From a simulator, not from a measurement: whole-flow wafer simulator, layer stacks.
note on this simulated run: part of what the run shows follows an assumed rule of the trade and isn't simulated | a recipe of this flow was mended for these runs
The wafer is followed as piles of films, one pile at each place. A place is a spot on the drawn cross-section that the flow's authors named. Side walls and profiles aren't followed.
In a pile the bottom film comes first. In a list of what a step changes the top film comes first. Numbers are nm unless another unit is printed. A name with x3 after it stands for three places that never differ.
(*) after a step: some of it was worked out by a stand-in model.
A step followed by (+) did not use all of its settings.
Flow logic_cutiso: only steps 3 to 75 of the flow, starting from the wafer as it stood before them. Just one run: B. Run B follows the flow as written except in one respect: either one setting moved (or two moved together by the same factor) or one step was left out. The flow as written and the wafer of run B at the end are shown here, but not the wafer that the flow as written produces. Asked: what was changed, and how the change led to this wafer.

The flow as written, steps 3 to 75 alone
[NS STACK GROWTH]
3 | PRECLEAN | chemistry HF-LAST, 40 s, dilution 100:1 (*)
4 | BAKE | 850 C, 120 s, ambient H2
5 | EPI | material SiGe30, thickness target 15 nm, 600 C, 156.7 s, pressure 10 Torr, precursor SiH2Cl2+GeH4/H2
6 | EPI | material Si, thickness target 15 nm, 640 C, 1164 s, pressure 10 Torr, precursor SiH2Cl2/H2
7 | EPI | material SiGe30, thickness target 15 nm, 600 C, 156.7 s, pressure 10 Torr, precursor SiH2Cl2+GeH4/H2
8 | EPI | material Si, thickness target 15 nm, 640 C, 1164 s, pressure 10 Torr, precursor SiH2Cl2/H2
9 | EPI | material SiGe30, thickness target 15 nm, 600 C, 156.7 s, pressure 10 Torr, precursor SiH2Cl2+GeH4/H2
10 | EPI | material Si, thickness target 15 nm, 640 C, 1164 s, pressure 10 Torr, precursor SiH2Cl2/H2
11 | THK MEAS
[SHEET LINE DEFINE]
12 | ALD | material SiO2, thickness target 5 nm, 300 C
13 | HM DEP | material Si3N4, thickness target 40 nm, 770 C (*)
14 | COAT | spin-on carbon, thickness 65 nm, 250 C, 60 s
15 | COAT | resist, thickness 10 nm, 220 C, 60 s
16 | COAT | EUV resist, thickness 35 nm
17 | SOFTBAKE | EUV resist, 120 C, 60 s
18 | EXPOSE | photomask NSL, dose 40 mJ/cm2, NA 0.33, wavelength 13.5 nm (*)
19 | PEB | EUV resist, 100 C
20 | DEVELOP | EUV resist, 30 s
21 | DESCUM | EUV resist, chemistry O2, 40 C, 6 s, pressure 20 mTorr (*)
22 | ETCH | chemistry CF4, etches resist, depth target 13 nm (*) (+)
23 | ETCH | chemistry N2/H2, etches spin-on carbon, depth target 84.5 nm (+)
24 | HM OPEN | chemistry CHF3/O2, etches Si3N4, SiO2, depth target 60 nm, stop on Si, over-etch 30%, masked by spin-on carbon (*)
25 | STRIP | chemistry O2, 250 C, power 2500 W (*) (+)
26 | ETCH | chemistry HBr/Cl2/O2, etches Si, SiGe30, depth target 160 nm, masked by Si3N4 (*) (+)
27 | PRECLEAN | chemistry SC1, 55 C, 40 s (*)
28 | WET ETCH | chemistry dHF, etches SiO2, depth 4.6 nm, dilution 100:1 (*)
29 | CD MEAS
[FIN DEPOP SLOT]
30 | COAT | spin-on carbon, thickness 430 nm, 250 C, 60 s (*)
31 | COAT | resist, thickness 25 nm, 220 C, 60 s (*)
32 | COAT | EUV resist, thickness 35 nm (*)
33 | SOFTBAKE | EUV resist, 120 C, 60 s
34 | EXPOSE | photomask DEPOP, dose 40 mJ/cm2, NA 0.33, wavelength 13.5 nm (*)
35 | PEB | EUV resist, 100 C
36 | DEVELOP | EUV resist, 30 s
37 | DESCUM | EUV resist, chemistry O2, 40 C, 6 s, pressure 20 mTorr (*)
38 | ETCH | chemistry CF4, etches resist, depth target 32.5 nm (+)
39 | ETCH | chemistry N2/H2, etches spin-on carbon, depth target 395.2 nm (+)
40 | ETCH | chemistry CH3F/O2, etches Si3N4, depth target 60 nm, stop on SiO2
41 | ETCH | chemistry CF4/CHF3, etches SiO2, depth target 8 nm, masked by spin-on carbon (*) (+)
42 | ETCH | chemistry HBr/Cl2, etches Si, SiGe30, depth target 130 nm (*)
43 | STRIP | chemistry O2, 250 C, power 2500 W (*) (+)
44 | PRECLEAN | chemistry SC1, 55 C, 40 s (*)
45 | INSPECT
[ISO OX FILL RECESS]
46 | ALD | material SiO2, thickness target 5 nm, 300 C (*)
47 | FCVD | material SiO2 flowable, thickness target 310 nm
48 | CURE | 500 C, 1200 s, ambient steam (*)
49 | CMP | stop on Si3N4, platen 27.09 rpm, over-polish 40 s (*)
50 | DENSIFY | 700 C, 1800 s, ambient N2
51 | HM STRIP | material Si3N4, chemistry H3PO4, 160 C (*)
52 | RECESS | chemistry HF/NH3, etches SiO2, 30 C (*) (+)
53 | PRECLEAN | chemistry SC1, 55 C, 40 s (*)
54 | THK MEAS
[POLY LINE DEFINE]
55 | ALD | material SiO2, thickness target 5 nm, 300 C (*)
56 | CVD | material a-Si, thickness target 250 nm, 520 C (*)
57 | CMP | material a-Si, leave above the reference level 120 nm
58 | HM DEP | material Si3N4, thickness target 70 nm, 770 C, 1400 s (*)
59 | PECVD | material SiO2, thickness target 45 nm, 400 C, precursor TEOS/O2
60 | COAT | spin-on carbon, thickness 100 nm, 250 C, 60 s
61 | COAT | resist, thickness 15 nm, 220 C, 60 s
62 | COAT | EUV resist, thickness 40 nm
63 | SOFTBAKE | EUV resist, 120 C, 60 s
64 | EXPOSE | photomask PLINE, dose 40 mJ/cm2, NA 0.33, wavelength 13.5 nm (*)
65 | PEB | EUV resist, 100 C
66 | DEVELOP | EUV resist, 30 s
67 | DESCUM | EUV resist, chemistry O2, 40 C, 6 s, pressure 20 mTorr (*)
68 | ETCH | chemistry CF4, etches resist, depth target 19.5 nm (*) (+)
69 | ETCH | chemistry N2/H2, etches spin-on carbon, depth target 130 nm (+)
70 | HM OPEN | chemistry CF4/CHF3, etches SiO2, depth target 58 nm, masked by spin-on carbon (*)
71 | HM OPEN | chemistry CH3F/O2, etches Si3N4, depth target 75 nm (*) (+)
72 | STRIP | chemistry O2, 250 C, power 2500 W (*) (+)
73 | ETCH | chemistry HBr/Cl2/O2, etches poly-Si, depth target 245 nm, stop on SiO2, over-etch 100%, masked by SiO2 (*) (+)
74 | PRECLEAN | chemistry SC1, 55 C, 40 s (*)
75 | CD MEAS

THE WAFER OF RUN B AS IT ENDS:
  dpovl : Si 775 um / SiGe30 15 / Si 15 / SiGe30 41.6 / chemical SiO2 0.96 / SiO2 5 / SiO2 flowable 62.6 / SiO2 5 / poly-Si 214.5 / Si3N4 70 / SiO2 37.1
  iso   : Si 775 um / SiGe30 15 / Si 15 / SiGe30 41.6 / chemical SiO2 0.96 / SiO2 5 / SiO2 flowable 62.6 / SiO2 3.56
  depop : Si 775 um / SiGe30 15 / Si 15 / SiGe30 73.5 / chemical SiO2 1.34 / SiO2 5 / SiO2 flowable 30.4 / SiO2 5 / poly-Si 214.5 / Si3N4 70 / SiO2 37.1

What caused this: step 7, EPI: 735 C was run, though the flow has 600 C.

How this came from the change, step by step:
  7 | EPI | material SiGe30, thickness target 15 nm, 600 C, 156.7 s, pressure 10 Torr, precursor SiH2Cl2+GeH4/H2
      depop, dpovl, gfld and 19 more: +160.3 SiGe30 (new film) (it would be, as written: +15 SiGe30 (new film))
  26 | ETCH | chemistry HBr/Cl2/O2, etches Si, SiGe30, depth target 160 nm, masked by Si3N4 (*) (+)
      dpovl, gfld, gxf, iso, isow, lnri, nsgap: -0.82 chemical SiO2 (all of it), -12 Si (all of it), -15 SiGe30 (all of it), -15 Si (all of it), -118 SiGe30 (it would be, as written: -0.82 chemical SiO2 (all of it), -12 Si (all of it), -15 SiGe30 (all of it), -15 Si (all of it), -15 SiGe30 (all of it), -15 Si (all of it), -15 SiGe30 (all of it), -73 Si)
  42 | ETCH | chemistry HBr/Cl2, etches Si, SiGe30, depth target 130 nm (*)
      depop: -13.8 Si (all of it), -15 SiGe30 (all of it), -15 Si (all of it), -86.2 SiGe30 (it would be, as written: -13.8 Si (all of it), -15 SiGe30 (all of it), -15 Si (all of it), -15 SiGe30 (all of it), -15 Si (all of it), -15 SiGe30 (all of it), -41.2 Si)
  43 | STRIP | chemistry O2, 250 C, power 2500 W (*) (+)
      depop: +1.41 chemical SiO2 (new film), -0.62 SiGe30 (it would be, as written: +1.04 chemical SiO2 (new film), -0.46 Si)
